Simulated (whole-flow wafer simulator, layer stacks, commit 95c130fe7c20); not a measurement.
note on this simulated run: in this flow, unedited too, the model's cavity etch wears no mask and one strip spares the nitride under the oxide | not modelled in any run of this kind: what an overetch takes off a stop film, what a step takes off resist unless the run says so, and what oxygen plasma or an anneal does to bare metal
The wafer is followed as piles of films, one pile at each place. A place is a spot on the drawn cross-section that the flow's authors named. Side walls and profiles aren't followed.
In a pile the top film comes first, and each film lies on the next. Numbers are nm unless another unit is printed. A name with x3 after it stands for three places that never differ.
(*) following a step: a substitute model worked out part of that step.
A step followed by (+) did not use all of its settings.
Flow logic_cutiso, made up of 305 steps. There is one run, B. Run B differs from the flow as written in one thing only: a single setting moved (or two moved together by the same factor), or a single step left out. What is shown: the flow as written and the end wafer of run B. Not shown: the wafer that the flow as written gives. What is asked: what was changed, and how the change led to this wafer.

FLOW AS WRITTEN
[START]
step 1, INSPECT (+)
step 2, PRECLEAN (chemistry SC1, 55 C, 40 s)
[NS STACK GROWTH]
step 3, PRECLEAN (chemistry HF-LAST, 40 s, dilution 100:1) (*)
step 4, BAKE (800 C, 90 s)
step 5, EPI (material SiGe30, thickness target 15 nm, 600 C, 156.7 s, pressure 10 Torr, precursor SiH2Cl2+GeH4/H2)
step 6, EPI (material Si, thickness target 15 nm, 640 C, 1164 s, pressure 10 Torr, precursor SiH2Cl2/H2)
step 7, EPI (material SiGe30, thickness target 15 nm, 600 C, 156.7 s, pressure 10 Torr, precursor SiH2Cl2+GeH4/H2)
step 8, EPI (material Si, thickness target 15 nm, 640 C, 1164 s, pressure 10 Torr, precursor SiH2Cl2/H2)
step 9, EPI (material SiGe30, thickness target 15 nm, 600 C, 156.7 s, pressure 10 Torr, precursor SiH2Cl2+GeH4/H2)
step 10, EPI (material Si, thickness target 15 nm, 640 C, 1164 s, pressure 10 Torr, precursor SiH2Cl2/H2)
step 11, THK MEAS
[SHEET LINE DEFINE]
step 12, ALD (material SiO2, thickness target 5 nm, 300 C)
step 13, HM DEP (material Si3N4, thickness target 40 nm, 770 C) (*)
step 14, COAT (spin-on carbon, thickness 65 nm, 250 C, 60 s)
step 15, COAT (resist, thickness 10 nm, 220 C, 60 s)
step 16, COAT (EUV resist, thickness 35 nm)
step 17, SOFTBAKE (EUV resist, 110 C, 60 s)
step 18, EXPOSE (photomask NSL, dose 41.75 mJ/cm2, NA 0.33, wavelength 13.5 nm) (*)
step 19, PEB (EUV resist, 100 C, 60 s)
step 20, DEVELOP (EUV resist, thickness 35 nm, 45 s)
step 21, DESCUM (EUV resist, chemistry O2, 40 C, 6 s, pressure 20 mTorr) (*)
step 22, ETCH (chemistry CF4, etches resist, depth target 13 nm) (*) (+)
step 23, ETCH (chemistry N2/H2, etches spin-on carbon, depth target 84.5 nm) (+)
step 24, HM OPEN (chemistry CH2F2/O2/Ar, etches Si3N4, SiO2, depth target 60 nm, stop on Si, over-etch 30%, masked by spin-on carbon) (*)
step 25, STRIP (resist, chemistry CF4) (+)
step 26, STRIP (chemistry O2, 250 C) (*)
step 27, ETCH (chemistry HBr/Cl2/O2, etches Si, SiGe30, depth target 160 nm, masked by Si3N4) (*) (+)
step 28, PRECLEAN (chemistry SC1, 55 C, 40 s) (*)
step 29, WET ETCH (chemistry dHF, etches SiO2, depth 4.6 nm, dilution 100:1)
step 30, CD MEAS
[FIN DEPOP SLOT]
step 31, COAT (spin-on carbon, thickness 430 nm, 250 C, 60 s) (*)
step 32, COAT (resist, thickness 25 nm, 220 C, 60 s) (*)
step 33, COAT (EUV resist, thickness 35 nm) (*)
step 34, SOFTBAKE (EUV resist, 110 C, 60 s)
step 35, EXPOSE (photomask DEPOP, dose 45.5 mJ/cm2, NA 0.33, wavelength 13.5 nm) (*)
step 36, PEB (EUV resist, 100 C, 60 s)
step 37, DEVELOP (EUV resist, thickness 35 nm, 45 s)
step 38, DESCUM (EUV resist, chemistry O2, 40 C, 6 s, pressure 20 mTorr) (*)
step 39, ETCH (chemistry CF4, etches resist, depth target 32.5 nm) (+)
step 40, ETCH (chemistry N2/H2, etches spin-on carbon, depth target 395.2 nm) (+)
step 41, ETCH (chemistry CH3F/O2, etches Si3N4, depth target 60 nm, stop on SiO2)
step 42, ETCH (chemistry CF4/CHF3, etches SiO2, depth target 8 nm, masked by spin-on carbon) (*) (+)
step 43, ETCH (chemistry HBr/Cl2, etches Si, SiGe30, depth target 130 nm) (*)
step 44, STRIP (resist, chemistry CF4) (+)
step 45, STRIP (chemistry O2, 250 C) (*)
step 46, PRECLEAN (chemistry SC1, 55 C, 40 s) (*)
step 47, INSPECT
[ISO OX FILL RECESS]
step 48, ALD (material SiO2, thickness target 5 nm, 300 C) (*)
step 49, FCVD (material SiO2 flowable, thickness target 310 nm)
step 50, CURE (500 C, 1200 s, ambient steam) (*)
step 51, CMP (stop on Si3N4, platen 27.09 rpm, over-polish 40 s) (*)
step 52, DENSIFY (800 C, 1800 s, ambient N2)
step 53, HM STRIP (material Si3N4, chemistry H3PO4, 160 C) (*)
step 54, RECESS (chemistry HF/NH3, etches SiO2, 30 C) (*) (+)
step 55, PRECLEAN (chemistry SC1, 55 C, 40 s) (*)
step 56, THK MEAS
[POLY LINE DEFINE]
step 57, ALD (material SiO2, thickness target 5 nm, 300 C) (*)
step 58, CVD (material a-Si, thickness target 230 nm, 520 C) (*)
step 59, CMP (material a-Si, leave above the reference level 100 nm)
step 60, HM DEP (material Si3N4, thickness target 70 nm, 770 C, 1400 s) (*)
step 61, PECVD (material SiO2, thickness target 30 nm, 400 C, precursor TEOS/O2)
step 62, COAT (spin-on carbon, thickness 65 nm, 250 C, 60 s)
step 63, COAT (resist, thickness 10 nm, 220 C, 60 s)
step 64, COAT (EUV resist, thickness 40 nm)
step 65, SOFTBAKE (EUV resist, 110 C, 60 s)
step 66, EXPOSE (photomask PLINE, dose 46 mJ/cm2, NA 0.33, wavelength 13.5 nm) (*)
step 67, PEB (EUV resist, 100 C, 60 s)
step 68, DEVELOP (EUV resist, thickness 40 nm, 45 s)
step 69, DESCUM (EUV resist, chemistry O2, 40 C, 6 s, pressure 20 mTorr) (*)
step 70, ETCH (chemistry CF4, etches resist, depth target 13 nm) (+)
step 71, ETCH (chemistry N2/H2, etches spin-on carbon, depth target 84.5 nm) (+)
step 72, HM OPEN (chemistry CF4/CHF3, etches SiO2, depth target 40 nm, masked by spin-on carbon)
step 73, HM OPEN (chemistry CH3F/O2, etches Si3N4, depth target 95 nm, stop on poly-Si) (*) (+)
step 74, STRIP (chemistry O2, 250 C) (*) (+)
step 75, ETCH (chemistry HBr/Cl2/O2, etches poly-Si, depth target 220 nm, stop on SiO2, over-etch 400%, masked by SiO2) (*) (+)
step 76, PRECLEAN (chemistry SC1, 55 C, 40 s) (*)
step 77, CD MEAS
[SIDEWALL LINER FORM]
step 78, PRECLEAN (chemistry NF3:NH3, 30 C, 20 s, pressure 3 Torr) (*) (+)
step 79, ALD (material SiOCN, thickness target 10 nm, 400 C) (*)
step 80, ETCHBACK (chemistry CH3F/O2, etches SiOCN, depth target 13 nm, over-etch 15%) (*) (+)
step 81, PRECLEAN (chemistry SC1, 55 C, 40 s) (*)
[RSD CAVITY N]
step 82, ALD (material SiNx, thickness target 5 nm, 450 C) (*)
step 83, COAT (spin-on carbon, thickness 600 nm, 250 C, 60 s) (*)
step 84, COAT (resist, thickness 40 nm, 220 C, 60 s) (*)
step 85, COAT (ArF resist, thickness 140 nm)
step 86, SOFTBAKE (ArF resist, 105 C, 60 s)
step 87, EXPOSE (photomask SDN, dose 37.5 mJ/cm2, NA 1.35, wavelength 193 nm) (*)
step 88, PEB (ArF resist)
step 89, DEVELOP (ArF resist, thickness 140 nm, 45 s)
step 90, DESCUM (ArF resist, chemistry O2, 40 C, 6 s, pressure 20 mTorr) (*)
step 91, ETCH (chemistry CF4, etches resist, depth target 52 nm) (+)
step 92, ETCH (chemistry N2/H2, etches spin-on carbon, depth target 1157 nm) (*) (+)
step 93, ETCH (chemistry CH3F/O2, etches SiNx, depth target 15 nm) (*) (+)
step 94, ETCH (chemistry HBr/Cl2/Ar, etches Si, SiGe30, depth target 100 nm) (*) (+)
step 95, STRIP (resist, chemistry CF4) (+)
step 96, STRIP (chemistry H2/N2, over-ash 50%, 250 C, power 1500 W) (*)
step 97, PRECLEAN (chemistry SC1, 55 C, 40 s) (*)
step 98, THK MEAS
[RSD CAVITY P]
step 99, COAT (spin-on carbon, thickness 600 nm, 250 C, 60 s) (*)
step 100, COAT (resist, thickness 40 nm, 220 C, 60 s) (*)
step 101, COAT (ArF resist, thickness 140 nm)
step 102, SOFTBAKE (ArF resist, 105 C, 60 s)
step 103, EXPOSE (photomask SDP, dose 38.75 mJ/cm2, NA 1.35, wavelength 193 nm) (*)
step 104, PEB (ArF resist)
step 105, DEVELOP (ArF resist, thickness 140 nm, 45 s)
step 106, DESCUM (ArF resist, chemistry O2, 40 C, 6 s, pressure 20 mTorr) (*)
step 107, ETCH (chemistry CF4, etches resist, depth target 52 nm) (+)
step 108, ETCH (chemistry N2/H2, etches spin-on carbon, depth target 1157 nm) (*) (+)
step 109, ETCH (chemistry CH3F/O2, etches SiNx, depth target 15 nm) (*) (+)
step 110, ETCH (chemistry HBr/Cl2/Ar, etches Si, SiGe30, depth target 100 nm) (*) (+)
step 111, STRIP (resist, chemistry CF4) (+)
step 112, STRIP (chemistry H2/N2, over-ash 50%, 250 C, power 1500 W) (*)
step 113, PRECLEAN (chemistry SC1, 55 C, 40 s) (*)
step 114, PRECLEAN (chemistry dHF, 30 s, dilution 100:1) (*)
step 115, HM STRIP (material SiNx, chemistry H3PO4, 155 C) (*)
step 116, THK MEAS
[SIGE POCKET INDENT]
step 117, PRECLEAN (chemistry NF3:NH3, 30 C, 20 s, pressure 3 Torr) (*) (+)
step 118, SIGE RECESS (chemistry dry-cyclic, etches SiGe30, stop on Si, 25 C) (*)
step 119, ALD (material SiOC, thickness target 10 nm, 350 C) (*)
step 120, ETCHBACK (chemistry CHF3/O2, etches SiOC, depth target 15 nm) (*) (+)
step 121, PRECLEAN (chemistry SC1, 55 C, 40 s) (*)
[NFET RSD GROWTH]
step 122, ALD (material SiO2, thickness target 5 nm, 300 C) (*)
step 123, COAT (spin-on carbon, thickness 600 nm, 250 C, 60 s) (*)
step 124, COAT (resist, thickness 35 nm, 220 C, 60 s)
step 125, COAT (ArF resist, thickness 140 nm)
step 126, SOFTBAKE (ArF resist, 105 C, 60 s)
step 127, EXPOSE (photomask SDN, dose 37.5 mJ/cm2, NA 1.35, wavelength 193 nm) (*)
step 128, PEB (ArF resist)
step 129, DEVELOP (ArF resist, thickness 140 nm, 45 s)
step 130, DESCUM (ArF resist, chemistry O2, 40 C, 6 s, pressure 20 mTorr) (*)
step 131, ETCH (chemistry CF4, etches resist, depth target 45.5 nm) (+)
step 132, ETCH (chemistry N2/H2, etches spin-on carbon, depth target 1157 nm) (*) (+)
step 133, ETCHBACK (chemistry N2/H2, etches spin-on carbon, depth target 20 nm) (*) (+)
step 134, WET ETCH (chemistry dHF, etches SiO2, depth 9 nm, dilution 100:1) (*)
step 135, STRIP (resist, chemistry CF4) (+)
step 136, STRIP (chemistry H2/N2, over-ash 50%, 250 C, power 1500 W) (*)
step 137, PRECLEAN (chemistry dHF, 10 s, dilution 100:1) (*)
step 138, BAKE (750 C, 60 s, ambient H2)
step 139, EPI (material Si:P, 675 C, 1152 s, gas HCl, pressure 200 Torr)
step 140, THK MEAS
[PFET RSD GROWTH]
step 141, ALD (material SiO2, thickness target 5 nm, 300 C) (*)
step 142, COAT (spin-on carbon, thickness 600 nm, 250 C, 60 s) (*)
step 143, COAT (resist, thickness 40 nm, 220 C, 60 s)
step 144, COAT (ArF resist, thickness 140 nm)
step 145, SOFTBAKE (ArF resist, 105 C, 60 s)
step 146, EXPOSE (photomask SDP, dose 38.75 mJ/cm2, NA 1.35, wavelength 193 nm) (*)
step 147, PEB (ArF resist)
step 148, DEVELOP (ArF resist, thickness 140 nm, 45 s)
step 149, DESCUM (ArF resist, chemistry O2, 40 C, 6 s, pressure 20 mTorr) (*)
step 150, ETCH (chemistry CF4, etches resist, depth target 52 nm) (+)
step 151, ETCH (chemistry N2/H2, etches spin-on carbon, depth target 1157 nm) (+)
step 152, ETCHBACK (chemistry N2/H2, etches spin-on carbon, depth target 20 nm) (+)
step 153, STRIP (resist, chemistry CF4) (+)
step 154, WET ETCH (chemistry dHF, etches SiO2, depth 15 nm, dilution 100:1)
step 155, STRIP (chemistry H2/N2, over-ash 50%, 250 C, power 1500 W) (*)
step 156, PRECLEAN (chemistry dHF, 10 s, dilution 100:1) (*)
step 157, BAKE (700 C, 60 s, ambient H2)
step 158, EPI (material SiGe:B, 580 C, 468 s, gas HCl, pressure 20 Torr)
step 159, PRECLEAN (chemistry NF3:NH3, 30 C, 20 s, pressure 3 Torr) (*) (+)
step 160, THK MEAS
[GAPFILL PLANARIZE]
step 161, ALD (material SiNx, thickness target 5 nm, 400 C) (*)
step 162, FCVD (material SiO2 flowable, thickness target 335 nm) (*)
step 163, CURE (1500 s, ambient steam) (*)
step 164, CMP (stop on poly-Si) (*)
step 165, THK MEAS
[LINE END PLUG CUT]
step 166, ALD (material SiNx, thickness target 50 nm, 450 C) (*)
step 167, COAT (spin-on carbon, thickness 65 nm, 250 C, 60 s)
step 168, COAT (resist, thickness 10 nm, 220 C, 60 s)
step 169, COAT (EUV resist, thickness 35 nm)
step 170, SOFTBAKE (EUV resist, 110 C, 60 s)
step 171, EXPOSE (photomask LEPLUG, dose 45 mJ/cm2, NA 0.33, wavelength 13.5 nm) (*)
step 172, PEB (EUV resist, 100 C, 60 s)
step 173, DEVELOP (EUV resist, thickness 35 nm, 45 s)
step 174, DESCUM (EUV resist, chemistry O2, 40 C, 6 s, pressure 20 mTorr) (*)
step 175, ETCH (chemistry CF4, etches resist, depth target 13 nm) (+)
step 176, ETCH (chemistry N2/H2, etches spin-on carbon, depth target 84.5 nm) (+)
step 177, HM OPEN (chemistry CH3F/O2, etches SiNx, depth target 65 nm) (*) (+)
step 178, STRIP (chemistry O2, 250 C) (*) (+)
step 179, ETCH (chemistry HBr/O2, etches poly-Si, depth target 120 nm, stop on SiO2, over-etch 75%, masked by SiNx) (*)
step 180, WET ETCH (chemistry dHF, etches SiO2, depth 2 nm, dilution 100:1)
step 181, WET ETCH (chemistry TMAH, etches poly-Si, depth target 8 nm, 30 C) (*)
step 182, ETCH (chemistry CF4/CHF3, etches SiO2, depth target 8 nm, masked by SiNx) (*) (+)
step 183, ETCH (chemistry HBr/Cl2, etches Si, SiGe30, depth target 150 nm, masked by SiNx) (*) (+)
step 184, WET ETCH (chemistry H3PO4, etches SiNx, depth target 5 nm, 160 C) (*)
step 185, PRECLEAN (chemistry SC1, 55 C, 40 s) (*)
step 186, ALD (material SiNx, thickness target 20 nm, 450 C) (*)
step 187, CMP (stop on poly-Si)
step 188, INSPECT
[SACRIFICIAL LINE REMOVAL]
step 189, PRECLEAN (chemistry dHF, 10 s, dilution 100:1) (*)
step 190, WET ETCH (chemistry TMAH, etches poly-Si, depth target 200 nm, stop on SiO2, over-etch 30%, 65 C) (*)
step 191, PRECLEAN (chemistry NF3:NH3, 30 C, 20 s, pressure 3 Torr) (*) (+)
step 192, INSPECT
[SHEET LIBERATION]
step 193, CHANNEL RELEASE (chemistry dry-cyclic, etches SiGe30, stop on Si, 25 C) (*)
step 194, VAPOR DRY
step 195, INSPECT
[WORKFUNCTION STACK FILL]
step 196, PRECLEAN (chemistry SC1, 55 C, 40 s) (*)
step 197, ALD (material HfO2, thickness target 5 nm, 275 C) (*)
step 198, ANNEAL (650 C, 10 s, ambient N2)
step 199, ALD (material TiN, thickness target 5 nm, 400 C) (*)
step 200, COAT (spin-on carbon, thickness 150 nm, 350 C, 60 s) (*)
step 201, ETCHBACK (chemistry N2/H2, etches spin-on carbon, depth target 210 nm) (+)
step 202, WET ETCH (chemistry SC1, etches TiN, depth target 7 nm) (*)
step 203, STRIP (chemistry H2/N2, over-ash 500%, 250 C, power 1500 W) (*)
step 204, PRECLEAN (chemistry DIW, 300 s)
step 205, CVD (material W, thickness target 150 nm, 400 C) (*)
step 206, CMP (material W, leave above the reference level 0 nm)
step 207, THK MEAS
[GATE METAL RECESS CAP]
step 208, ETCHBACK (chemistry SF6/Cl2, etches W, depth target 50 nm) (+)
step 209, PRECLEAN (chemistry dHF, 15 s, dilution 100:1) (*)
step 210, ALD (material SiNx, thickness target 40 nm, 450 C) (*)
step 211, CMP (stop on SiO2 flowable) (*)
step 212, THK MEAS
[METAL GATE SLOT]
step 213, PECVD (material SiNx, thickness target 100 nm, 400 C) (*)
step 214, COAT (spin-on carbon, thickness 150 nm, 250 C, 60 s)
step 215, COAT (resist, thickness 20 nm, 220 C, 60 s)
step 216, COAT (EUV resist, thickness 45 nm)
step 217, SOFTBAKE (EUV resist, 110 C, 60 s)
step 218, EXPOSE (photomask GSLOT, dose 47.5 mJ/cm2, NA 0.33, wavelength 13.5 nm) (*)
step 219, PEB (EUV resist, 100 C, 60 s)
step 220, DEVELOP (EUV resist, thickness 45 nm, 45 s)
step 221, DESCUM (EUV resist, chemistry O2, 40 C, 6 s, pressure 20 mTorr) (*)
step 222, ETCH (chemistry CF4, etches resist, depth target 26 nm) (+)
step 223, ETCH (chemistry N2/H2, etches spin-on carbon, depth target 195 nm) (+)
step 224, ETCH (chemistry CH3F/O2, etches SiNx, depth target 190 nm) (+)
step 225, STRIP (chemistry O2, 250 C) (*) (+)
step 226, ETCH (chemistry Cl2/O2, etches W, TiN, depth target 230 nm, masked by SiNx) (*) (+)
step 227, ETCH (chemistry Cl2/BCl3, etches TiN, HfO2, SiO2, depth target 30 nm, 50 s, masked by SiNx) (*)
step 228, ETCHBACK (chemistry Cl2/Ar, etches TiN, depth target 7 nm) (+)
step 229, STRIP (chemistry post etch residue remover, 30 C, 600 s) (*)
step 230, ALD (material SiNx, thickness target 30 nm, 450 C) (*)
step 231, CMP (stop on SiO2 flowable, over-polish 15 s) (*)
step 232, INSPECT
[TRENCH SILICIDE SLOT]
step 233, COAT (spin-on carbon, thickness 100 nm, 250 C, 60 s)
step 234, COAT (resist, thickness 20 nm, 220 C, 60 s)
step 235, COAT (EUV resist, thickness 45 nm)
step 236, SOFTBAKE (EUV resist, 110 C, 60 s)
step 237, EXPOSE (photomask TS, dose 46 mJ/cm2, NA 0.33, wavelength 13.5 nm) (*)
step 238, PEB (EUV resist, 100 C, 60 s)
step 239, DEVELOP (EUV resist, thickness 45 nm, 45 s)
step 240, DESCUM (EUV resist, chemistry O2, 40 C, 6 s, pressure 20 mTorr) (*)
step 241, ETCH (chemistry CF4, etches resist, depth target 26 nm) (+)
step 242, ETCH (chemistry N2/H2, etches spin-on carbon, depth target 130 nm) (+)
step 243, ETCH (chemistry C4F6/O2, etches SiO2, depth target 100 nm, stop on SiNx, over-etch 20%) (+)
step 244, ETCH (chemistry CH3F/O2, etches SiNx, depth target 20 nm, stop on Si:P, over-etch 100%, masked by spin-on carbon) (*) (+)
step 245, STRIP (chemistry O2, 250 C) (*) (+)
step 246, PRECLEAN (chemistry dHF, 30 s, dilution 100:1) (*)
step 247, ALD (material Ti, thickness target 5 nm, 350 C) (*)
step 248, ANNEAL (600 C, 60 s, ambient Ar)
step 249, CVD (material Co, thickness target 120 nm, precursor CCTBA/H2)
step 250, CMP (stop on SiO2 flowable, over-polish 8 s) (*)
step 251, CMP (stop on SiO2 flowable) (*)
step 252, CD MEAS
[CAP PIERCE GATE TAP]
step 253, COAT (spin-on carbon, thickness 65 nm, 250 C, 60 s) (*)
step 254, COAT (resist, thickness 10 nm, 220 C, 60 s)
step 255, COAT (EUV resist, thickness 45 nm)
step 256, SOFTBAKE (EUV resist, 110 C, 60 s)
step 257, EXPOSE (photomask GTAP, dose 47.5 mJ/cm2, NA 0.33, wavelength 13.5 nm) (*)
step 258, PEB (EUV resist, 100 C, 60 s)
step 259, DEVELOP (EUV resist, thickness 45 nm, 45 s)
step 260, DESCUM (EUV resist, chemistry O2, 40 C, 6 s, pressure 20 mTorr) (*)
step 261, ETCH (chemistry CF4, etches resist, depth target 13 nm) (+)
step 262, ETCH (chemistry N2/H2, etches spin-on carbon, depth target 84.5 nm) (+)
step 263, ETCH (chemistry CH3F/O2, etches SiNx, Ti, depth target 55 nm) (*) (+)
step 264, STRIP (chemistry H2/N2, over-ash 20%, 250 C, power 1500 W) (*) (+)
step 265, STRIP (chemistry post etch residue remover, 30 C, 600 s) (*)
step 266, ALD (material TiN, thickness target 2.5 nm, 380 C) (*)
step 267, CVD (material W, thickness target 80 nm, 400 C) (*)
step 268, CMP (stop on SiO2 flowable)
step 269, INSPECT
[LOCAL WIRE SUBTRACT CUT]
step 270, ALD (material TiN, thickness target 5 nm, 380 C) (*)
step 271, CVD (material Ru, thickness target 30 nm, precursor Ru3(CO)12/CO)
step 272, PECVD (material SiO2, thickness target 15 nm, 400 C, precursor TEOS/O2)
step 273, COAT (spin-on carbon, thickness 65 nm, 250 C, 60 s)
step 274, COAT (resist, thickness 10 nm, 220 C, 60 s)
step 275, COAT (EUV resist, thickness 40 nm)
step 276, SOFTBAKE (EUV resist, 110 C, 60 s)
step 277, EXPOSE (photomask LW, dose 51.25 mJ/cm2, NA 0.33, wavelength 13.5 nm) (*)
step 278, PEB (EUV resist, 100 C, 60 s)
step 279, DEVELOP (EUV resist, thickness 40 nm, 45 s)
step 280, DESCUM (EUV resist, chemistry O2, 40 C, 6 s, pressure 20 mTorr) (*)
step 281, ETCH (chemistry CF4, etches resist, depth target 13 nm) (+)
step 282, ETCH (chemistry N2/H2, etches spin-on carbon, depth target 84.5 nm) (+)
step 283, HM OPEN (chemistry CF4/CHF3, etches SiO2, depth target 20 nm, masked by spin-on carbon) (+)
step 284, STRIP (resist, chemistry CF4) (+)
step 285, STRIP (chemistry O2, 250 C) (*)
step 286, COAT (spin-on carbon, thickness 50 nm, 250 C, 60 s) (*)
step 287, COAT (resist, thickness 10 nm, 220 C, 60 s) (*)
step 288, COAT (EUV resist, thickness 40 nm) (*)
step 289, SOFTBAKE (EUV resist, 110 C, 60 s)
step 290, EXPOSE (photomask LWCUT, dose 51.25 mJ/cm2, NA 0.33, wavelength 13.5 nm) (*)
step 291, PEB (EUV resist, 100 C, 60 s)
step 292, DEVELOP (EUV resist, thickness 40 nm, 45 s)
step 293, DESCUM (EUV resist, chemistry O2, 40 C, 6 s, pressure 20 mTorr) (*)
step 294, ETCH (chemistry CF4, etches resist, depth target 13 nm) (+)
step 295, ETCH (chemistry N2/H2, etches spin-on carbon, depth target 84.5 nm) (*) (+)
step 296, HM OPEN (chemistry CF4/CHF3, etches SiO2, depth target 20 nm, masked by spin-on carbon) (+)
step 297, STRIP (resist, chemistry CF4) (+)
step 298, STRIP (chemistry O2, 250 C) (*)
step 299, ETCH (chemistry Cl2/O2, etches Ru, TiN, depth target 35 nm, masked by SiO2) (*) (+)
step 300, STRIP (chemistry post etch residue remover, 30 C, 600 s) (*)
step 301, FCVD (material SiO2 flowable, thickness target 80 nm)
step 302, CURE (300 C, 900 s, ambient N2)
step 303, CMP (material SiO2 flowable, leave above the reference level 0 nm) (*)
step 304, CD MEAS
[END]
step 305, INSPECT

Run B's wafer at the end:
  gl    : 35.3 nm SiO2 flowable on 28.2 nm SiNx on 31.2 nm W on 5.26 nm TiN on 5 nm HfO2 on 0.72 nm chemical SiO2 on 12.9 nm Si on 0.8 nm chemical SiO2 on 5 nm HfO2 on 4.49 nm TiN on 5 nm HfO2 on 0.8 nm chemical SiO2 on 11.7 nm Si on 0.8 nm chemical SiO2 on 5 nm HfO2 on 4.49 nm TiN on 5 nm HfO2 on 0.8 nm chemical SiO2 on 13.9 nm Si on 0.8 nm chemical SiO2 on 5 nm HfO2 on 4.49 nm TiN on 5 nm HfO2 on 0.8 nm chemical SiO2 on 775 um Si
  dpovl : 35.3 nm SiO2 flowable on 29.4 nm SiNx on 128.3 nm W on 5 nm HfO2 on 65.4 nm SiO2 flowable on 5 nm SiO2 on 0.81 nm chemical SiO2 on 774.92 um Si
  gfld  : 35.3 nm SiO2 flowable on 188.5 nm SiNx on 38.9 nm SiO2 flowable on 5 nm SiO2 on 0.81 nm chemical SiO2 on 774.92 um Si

The reason: step 8, EPI: 989.7 s was run, though the flow has 1164 s.

The path from the change to this, step by step:
  step 8, EPI (material Si, thickness target 15 nm, 640 C, 1164 s, pressure 10 Torr, precursor SiH2Cl2/H2)
      depop, dpovl, gfld and 19 more: +12.8 Si (new film) (in the flow as written it would be: +15 Si (new film))
  step 27, ETCH (chemistry HBr/Cl2/O2, etches Si, SiGe30, depth target 160 nm, masked by Si3N4) (*) (+)
      gfld, gxf, iso, lnri: -0.79 chemical SiO2 (all of it), -11.4 Si (all of it), -15 SiGe30 (all of it), -12.8 Si (all of it), -15 SiGe30 (all of it), -15 Si (all of it), -15 SiGe30 (all of it), -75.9 Si (in the flow as written it would be: -0.79 chemical SiO2 (all of it), -11.4 Si (all of it), -15 SiGe30 (all of it), -15 Si (all of it), -15 SiGe30 (all of it), -15 Si (all of it), -15 SiGe30 (all of it), -73.6 Si)
      dpovl, nsgap: -0.79 chemical SiO2 (all of it), -11.8 Si (all of it), -15 SiGe30 (all of it), -12.8 Si (all of it), -15 SiGe30 (all of it), -15 Si (all of it), -15 SiGe30 (all of it), -75.5 Si (in the flow as written it would be: -0.79 chemical SiO2 (all of it), -11.8 Si (all of it), -15 SiGe30 (all of it), -15 Si (all of it), -15 SiGe30 (all of it), -15 Si (all of it), -15 SiGe30 (all of it), -73.2 Si)
      (also at 1 further place)
  step 43, ETCH (chemistry HBr/Cl2, etches Si, SiGe30, depth target 130 nm) (*)
      depop: -14 Si (all of it), -15 SiGe30 (all of it), -12.8 Si (all of it), -15 SiGe30 (all of it), -15 Si (all of it), -15 SiGe30 (all of it), -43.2 Si (in the flow as written it would be: -14 Si (all of it), -15 SiGe30 (all of it), -15 Si (all of it), -15 SiGe30 (all of it), -15 Si (all of it), -15 SiGe30 (all of it), -41 Si)
  step 94, ETCH (chemistry HBr/Cl2/Ar, etches Si, SiGe30, depth target 100 nm) (*) (+)
      rsdn, rsdx: -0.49 chemical SiO2 (all of it), -12.8 Si (all of it), -15 SiGe30 (all of it), -12.8 Si (all of it), -15 SiGe30 (all of it), -15 Si (all of it), -15 SiGe30 (all of it), -14.4 Si (in the flow as written it would be: -0.49 chemical SiO2 (all of it), -12.8 Si (all of it), -15 SiGe30 (all of it), -15 Si (all of it), -15 SiGe30 (all of it), -15 Si (all of it), -15 SiGe30 (all of it), -12.2 Si)
  step 110, ETCH (chemistry HBr/Cl2/Ar, etches Si, SiGe30, depth target 100 nm) (*) (+)
      rsdp, rsdw: -0.49 chemical SiO2 (all of it), -12.8 Si (all of it), -15 SiGe30 (all of it), -12.8 Si (all of it), -15 SiGe30 (all of it), -15 Si (all of it), -15 SiGe30 (all of it), -14.4 Si (in the flow as written it would be: -0.49 chemical SiO2 (all of it), -12.8 Si (all of it), -15 SiGe30 (all of it), -15 Si (all of it), -15 SiGe30 (all of it), -15 Si (all of it), -15 SiGe30 (all of it), -12.2 Si)
  step 183, ETCH (chemistry HBr/Cl2, etches Si, SiGe30, depth target 150 nm, masked by SiNx) (*) (+)
      plug: -13.6 Si (all of it), -15 SiGe30 (all of it), -12.8 Si (all of it), -15 SiGe30 (all of it), -15 Si (all of it), -15 SiGe30 (all of it), -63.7 Si (in the flow as written it would be: -13.6 Si (all of it), -15 SiGe30 (all of it), -15 Si (all of it), -15 SiGe30 (all of it), -15 Si (all of it), -15 SiGe30 (all of it), -61.4 Si)
